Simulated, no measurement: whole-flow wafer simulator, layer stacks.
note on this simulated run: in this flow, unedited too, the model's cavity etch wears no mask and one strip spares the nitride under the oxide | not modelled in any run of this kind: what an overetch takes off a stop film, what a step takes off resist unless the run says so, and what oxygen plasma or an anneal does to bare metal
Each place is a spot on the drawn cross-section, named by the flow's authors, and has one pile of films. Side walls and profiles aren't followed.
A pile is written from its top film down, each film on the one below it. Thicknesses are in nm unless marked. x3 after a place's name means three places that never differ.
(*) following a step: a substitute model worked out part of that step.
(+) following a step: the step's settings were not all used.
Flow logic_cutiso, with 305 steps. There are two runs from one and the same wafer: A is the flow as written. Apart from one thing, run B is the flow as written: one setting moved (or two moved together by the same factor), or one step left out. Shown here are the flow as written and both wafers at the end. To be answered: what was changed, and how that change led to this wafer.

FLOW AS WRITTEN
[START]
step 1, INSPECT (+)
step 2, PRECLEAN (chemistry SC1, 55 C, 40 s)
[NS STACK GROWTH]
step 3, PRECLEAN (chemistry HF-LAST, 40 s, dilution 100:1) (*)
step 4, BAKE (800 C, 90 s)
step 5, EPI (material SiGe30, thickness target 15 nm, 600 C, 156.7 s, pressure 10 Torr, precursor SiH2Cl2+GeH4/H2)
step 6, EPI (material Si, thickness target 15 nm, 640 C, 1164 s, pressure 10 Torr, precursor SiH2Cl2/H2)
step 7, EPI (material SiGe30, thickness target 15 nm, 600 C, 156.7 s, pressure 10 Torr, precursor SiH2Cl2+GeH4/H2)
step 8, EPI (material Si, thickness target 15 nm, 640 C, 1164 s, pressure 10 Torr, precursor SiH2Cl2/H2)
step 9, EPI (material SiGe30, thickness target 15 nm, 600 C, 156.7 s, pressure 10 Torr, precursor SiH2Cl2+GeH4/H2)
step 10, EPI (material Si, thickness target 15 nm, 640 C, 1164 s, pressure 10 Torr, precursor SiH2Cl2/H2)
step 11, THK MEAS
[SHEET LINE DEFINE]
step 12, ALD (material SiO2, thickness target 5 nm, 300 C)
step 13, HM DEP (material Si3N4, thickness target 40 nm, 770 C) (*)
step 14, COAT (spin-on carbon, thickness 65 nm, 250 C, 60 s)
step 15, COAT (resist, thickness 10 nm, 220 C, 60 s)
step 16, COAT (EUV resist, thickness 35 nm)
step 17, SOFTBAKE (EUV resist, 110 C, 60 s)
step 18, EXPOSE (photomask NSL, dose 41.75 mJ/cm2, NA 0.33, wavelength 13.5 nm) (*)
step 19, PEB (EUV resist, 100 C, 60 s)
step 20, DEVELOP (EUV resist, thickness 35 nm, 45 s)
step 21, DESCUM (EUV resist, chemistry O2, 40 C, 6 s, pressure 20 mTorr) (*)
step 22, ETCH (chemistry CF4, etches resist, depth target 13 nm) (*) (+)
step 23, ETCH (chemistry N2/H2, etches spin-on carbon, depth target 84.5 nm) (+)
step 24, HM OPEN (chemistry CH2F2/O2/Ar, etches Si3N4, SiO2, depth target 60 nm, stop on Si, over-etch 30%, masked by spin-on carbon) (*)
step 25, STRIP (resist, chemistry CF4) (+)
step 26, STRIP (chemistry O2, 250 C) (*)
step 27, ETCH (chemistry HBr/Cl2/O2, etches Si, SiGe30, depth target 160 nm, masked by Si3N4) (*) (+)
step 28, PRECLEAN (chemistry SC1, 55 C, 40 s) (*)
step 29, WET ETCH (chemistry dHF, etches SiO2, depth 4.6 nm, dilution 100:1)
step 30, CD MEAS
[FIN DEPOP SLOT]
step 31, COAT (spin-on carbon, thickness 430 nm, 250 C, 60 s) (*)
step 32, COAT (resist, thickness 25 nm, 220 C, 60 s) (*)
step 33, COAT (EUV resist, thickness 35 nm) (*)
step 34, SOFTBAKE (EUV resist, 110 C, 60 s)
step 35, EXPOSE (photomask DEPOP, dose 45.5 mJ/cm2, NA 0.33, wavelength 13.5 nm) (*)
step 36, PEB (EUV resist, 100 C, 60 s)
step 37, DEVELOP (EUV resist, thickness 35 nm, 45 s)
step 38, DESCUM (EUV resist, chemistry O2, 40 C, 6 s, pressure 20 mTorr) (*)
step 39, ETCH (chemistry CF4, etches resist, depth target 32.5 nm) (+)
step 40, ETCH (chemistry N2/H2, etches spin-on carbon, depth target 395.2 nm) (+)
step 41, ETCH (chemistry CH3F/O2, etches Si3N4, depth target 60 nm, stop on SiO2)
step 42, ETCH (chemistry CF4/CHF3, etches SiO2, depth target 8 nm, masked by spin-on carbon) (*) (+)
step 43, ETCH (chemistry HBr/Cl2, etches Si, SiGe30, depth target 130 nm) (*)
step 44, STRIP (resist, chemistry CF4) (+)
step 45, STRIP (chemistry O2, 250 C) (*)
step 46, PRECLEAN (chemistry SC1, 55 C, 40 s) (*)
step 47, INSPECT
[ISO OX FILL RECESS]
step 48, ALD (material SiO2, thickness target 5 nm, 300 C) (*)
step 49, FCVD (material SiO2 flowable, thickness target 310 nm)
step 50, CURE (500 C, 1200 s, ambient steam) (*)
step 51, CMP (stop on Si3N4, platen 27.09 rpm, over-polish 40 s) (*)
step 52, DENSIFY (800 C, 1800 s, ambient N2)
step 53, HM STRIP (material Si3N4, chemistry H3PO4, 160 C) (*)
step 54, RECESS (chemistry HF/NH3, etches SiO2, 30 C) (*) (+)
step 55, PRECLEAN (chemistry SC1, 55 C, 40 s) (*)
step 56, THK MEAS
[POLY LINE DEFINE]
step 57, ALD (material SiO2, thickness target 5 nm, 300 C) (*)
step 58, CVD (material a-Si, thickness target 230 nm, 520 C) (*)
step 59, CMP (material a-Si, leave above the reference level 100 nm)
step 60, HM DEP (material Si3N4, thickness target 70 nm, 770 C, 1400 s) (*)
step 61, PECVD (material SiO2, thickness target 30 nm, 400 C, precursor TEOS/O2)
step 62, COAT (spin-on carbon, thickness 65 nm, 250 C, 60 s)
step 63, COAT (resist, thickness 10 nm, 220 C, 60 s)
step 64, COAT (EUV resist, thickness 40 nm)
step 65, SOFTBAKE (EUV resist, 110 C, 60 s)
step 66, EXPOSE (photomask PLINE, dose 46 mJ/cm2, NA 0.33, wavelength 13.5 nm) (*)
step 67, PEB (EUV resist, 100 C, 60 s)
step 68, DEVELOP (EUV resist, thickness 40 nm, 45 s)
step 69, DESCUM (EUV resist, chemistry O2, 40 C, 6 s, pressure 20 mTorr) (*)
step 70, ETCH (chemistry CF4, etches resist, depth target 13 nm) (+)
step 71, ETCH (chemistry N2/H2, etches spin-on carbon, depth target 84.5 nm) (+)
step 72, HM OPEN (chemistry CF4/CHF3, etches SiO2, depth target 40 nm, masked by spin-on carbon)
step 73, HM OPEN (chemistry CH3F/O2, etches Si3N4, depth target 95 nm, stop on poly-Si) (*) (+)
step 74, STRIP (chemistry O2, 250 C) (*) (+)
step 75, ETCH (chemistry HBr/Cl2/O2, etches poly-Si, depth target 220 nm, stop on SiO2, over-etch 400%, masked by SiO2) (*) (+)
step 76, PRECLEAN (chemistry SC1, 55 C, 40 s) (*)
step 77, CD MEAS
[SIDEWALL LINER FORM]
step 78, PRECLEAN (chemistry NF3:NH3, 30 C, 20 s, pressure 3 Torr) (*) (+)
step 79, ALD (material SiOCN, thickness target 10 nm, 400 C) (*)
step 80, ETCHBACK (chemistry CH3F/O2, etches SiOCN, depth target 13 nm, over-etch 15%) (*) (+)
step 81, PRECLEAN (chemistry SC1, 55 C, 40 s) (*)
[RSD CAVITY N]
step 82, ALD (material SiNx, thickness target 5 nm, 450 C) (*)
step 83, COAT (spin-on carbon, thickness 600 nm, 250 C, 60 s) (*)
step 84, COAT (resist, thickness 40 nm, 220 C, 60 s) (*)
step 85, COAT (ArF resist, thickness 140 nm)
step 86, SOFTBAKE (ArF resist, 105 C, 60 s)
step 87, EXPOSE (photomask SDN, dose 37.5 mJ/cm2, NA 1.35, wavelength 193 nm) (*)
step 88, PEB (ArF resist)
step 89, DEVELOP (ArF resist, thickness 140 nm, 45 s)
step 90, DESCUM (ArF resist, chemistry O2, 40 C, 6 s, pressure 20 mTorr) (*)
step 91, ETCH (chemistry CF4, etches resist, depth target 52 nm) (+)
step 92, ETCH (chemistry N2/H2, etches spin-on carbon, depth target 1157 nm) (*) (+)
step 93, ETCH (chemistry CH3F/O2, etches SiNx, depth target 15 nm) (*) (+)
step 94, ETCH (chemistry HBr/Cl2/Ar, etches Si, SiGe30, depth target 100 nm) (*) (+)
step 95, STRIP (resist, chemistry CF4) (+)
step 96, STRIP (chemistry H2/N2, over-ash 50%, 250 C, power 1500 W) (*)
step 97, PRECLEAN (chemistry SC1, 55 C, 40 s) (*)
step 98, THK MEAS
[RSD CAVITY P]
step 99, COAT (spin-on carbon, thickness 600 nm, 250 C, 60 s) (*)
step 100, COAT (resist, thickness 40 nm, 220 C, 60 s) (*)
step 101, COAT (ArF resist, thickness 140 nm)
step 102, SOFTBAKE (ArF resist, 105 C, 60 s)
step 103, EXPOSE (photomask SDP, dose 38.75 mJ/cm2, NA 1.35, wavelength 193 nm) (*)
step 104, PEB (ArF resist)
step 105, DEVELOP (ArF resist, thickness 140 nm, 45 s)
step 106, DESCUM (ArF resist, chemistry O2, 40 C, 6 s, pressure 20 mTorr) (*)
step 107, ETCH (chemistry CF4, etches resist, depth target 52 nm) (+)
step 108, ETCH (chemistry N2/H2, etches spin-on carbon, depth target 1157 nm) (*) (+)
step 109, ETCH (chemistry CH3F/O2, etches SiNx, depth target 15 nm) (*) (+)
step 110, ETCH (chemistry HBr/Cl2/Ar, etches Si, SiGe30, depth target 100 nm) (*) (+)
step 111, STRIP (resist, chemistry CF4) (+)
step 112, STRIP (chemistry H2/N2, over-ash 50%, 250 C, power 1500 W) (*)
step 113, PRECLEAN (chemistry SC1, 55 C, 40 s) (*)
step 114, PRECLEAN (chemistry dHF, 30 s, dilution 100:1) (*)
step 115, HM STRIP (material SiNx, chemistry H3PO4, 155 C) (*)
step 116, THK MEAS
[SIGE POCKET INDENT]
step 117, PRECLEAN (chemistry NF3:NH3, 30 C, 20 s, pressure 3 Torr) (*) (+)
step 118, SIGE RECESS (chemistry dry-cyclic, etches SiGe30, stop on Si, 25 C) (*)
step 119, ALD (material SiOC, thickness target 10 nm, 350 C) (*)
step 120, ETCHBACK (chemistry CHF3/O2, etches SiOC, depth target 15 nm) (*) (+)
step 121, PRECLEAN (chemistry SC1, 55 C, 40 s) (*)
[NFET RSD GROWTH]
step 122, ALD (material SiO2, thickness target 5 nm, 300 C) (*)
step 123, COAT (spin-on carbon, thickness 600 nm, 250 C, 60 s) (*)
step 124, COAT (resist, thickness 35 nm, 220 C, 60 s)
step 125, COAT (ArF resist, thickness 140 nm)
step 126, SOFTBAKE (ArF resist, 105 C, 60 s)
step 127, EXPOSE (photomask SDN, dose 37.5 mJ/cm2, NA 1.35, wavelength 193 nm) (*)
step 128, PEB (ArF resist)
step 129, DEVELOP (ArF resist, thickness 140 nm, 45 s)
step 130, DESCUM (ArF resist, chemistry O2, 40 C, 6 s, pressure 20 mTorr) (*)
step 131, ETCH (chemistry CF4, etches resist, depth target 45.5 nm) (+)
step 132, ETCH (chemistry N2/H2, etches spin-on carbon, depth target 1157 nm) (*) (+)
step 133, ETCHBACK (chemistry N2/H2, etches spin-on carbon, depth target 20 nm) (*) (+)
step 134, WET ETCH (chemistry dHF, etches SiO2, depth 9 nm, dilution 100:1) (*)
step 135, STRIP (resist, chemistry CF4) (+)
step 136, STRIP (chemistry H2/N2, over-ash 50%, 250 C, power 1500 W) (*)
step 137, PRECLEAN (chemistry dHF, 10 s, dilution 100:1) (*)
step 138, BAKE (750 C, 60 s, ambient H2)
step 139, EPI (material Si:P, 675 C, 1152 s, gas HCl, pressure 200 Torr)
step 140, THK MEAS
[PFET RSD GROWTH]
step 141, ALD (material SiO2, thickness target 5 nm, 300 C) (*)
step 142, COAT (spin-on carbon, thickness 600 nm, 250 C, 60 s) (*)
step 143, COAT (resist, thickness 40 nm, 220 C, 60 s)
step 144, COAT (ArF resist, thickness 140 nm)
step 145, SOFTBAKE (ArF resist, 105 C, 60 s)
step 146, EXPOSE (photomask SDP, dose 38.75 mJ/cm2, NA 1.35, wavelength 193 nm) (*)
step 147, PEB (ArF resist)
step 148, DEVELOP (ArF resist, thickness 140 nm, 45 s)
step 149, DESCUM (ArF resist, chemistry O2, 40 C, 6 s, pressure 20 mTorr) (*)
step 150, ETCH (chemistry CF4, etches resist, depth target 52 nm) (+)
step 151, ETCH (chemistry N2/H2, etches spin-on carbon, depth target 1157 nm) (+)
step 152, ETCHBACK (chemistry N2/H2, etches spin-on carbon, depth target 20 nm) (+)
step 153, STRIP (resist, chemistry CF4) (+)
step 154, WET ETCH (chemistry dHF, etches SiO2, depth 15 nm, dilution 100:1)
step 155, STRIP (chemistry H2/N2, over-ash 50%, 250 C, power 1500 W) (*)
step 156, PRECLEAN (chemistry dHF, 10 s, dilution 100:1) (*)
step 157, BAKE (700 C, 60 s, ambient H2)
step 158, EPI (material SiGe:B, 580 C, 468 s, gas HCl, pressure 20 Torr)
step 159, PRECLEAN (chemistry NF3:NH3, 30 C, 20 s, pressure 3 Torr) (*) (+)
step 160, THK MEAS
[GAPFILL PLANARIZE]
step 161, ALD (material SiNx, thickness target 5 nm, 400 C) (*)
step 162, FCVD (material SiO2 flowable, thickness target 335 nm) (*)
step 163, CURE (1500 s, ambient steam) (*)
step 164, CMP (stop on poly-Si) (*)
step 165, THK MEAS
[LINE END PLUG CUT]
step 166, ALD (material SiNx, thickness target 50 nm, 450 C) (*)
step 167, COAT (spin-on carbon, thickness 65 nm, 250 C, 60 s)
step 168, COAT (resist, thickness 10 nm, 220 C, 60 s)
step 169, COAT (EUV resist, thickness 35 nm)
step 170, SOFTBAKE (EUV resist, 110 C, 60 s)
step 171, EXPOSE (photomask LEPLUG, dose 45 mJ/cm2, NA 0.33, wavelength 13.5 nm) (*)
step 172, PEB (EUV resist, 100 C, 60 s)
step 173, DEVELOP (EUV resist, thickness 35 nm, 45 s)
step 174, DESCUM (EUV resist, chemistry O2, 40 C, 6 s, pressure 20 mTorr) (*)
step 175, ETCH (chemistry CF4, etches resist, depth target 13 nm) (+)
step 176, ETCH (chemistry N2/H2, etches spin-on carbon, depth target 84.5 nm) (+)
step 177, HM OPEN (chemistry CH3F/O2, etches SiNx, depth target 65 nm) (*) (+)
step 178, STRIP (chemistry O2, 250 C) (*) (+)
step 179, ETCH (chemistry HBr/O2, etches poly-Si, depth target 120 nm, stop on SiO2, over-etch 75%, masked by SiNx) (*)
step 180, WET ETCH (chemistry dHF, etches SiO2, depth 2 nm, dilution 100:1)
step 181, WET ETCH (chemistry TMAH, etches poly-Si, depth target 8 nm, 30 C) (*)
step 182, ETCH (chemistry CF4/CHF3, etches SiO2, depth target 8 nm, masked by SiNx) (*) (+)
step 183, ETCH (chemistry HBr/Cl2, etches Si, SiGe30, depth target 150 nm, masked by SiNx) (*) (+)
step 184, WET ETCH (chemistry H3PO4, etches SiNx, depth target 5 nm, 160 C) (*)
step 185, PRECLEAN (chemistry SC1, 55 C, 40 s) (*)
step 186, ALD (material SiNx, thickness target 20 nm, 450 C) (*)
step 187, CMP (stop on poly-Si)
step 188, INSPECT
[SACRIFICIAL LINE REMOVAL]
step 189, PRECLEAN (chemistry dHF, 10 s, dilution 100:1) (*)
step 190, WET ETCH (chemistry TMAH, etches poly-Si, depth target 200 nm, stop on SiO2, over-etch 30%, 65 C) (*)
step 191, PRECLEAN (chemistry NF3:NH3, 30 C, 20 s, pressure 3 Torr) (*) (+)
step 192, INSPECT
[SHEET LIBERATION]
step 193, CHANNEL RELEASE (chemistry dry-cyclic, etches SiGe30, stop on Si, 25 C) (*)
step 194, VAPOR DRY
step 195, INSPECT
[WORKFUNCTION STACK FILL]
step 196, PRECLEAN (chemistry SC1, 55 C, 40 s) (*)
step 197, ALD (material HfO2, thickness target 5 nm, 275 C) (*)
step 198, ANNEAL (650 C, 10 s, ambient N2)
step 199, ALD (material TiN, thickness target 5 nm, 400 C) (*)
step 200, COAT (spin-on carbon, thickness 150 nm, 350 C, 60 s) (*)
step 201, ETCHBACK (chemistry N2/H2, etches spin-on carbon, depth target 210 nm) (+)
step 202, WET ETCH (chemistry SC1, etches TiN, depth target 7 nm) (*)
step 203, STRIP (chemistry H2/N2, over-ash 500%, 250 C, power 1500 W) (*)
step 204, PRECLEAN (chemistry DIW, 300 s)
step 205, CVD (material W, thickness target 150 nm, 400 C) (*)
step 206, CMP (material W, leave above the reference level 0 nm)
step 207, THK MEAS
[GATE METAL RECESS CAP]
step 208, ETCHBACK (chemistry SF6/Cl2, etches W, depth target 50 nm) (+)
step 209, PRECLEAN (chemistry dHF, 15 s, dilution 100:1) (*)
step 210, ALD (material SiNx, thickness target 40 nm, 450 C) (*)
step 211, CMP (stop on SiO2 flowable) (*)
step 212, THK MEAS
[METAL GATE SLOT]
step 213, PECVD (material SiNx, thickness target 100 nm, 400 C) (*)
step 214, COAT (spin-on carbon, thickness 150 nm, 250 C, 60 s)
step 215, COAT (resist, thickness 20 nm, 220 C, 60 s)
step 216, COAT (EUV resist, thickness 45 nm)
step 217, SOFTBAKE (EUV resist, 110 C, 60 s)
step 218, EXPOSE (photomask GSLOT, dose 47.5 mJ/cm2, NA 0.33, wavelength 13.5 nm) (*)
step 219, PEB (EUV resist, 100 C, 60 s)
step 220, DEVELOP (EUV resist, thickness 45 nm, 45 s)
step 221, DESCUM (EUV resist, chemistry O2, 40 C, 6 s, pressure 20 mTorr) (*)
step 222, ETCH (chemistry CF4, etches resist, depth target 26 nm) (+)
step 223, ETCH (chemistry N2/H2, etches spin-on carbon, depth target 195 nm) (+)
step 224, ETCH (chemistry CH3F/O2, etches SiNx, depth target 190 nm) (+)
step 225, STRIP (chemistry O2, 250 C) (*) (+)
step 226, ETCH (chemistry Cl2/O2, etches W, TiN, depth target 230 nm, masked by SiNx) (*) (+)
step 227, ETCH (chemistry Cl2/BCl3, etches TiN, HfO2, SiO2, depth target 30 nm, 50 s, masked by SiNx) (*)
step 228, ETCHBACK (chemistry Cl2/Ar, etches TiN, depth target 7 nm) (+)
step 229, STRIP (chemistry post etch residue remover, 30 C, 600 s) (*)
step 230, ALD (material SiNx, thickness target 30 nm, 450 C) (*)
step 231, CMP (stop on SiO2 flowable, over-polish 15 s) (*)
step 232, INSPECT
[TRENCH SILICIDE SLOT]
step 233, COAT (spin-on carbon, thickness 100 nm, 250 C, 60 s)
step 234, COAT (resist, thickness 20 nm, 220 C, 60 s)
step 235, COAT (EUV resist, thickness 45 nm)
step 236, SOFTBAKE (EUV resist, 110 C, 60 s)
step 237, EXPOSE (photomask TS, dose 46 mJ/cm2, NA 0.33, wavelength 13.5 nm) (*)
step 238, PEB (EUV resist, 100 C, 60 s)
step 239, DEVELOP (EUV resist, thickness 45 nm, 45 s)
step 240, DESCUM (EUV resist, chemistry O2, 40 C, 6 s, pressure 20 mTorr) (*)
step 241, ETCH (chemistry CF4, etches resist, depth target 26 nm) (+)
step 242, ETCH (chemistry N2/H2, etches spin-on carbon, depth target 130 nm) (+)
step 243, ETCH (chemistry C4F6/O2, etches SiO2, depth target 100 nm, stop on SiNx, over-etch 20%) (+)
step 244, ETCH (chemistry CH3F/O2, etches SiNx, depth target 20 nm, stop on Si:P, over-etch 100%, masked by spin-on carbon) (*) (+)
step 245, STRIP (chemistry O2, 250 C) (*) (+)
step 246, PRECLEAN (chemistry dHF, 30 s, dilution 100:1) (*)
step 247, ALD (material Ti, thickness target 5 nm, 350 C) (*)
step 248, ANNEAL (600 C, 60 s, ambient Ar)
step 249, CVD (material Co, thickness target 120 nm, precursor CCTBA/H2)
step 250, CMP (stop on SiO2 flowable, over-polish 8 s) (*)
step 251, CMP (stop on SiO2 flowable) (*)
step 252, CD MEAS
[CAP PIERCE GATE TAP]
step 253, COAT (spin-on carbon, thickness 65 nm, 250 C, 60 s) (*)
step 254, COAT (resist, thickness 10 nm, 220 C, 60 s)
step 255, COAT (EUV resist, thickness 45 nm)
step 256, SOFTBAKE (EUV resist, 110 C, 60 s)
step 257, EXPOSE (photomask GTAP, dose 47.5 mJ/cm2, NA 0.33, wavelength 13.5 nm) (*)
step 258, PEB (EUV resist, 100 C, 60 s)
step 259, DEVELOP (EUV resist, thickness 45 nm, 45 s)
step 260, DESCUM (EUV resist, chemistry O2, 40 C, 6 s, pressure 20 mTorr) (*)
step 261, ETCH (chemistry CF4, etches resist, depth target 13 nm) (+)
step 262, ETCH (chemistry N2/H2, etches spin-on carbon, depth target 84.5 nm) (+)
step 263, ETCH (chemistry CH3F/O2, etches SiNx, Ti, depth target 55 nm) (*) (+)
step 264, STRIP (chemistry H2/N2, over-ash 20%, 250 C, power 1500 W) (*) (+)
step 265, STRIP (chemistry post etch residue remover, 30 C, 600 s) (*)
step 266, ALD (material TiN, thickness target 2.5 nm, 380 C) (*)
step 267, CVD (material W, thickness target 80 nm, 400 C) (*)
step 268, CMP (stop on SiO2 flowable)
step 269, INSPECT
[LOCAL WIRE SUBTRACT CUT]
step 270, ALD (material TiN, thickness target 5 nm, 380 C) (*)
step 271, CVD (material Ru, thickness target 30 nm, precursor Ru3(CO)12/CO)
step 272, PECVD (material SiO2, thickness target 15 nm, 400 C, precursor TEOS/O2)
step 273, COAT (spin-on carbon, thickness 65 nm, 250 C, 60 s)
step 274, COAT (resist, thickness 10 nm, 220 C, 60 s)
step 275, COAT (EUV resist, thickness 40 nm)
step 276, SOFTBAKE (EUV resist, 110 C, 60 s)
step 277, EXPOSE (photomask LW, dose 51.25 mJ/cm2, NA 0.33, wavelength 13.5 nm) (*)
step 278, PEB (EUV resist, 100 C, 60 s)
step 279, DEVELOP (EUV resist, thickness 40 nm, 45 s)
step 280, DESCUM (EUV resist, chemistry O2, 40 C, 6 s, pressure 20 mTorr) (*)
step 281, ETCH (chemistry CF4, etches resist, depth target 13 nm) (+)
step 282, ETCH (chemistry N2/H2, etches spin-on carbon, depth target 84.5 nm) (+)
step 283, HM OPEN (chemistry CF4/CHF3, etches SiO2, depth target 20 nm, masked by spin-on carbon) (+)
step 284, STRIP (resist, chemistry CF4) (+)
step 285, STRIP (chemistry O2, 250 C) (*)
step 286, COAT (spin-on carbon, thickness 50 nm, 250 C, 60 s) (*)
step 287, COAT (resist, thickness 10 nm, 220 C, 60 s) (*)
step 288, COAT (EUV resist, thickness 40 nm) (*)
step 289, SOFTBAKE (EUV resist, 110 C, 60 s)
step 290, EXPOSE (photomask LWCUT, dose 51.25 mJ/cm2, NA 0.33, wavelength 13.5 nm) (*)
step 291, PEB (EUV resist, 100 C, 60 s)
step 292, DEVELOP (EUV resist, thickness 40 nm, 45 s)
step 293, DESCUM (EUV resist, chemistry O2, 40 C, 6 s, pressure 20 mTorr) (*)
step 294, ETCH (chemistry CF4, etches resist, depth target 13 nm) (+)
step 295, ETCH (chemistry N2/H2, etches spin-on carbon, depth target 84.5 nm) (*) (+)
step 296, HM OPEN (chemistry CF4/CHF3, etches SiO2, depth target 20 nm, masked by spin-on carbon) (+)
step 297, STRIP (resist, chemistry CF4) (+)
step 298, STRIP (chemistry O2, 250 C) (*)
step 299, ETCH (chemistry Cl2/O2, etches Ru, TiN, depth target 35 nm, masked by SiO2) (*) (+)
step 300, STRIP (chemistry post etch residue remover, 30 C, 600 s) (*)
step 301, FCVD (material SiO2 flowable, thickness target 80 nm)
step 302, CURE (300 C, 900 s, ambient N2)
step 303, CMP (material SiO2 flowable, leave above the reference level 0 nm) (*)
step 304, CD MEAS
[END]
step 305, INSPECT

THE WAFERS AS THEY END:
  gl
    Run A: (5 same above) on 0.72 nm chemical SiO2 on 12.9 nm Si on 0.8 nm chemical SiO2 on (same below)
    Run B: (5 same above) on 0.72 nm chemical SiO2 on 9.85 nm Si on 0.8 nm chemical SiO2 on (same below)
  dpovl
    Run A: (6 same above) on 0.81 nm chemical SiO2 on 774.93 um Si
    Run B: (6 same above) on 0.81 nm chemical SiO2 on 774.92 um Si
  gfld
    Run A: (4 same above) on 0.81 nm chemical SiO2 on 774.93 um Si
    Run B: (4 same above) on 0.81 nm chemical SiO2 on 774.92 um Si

Cause: step 10, EPI: 931.5 s was run, while the flow as written has 1164 s.

The path from the change to this, step by step:
  step 10, EPI (material Si, thickness target 15 nm, 640 C, 1164 s, pressure 10 Torr, precursor SiH2Cl2/H2)
      depop, dpovl, gfld and 19 more: A +15 Si (new film) | B +12 Si (new film)
  step 27, ETCH (chemistry HBr/Cl2/O2, etches Si, SiGe30, depth target 160 nm, masked by Si3N4) (*) (+)
      gfld, gxf, iso, lnri: A -0.79 chemical SiO2 (all of it), -11.4 Si (all of it), -15 SiGe30 (all of it), -15 Si (all of it), -15 SiGe30 (all of it), -15 Si (all of it), -15 SiGe30 (all of it), -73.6 Si | B -0.79 chemical SiO2 (all of it), -8.35 Si (all of it), -15 SiGe30 (all of it), -15 Si (all of it), -15 SiGe30 (all of it), -15 Si (all of it), -15 SiGe30 (all of it), -76.6 Si
      dpovl, nsgap: A -0.79 chemical SiO2 (all of it), -11.8 Si (all of it), -15 SiGe30 (all of it), -15 Si (all of it), -15 SiGe30 (all of it), -15 Si (all of it), -15 SiGe30 (all of it), -73.2 Si | B -0.79 chemical SiO2 (all of it), -8.75 Si (all of it), -15 SiGe30 (all of it), -15 Si (all of it), -15 SiGe30 (all of it), -15 Si (all of it), -15 SiGe30 (all of it), -76.2 Si
      (also at 1 further place)
  step 43, ETCH (chemistry HBr/Cl2, etches Si, SiGe30, depth target 130 nm) (*)
      depop: A -14 Si (all of it), -15 SiGe30 (all of it), -15 Si (all of it), -15 SiGe30 (all of it), -15 Si (all of it), -15 SiGe30 (all of it), -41 Si | B -11 Si (all of it), -15 SiGe30 (all of it), -15 Si (all of it), -15 SiGe30 (all of it), -15 Si (all of it), -15 SiGe30 (all of it), -44 Si
  step 94, ETCH (chemistry HBr/Cl2/Ar, etches Si, SiGe30, depth target 100 nm) (*) (+)
      rsdn, rsdx: A -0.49 chemical SiO2 (all of it), -12.8 Si (all of it), -15 SiGe30 (all of it), -15 Si (all of it), -15 SiGe30 (all of it), -15 Si (all of it), -15 SiGe30 (all of it), -12.2 Si | B -0.49 chemical SiO2 (all of it), -9.82 Si (all of it), -15 SiGe30 (all of it), -15 Si (all of it), -15 SiGe30 (all of it), -15 Si (all of it), -15 SiGe30 (all of it), -15.2 Si
  step 110, ETCH (chemistry HBr/Cl2/Ar, etches Si, SiGe30, depth target 100 nm) (*) (+)
      rsdp, rsdw: A -0.49 chemical SiO2 (all of it), -12.8 Si (all of it), -15 SiGe30 (all of it), -15 Si (all of it), -15 SiGe30 (all of it), -15 Si (all of it), -15 SiGe30 (all of it), -12.2 Si | B -0.49 chemical SiO2 (all of it), -9.82 Si (all of it), -15 SiGe30 (all of it), -15 Si (all of it), -15 SiGe30 (all of it), -15 Si (all of it), -15 SiGe30 (all of it), -15.2 Si
  step 183, ETCH (chemistry HBr/Cl2, etches Si, SiGe30, depth target 150 nm, masked by SiNx) (*) (+)
      plug: A -13.6 Si (all of it), -15 SiGe30 (all of it), -15 Si (all of it), -15 SiGe30 (all of it), -15 Si (all of it), -15 SiGe30 (all of it), -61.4 Si | B -10.6 Si (all of it), -15 SiGe30 (all of it), -15 Si (all of it), -15 SiGe30 (all of it), -15 Si (all of it), -15 SiGe30 (all of it), -64.4 Si
